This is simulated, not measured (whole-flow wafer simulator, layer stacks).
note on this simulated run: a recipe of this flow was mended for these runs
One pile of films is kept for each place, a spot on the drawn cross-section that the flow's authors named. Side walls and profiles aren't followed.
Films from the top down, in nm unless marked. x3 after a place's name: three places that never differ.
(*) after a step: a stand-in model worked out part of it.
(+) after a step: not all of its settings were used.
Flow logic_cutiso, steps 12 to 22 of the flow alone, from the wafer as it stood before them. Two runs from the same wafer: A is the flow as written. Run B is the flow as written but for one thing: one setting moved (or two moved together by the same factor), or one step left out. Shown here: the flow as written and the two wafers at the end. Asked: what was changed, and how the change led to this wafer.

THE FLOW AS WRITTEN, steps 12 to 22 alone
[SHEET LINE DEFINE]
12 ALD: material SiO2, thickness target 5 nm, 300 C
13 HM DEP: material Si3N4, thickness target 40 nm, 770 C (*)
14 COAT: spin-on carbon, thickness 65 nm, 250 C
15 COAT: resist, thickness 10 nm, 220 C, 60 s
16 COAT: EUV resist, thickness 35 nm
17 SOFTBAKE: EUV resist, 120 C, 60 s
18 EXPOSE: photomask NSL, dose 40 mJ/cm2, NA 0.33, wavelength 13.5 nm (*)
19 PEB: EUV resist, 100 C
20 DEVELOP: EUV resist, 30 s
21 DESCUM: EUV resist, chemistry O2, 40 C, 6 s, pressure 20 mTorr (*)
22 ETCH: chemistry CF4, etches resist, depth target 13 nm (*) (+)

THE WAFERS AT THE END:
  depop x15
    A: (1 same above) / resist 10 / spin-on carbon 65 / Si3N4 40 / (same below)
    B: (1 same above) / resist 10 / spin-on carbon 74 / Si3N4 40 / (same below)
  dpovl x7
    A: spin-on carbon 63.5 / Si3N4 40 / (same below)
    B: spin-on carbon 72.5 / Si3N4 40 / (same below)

The cause: step 14, COAT: thickness 74 nm was run, where the flow has thickness 65 nm.
It can be read off the wafer: depop x15 has spin-on carbon 74, and step 14 as written asks for 65 nm.

How the change led to this, step by step:
  14 COAT: spin-on carbon, thickness 65 nm, 250 C
      depop x15, dpovl x7: A spin-on carbon +65 (new film) | B spin-on carbon +74 (new film)
